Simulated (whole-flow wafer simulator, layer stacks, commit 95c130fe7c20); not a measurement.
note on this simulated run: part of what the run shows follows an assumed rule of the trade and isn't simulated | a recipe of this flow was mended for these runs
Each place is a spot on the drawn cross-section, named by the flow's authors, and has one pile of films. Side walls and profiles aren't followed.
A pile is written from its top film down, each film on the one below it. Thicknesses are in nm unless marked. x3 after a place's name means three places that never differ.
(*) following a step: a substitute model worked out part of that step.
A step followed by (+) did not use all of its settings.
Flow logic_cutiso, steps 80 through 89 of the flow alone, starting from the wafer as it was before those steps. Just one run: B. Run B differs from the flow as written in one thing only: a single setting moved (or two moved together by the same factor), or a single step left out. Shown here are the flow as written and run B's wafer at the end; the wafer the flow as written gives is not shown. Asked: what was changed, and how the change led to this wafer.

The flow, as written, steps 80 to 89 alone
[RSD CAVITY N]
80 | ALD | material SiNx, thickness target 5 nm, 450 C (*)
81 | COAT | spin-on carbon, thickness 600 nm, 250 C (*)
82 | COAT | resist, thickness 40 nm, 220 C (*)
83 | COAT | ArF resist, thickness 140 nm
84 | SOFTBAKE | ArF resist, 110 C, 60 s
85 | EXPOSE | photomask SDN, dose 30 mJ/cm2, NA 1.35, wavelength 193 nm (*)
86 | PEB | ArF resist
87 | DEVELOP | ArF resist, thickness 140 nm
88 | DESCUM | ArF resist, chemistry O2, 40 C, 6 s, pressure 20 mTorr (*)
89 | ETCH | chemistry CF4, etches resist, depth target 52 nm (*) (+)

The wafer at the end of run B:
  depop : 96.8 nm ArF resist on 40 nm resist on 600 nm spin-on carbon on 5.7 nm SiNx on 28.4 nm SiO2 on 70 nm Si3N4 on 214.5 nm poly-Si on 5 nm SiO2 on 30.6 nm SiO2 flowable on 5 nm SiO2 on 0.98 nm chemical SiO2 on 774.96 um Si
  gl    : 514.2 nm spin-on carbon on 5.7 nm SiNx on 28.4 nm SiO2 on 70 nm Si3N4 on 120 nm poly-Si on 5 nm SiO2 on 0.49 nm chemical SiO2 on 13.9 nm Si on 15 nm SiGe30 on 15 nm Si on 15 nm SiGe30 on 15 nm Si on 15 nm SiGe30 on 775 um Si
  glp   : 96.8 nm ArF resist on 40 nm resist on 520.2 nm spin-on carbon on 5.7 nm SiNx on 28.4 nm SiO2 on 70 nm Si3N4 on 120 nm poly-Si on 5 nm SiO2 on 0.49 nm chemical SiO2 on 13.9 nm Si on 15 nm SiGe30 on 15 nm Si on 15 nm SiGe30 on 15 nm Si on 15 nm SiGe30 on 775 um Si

Cause: step 80, ALD: thickness target 5.7 nm was run, whereas the flow has thickness target 5 nm.
The wafer lets one read it off: depop has SiNx 5.7, and step 80 as written asks for 5 nm.

Step by step, how the change led to this:
  80 | ALD | material SiNx, thickness target 5 nm, 450 C (*)
      depop, dpovl x3, gfld and 17 more: SiNx gains 5.7 (new film) (it would be, as written: SiNx gains 5 (new film))
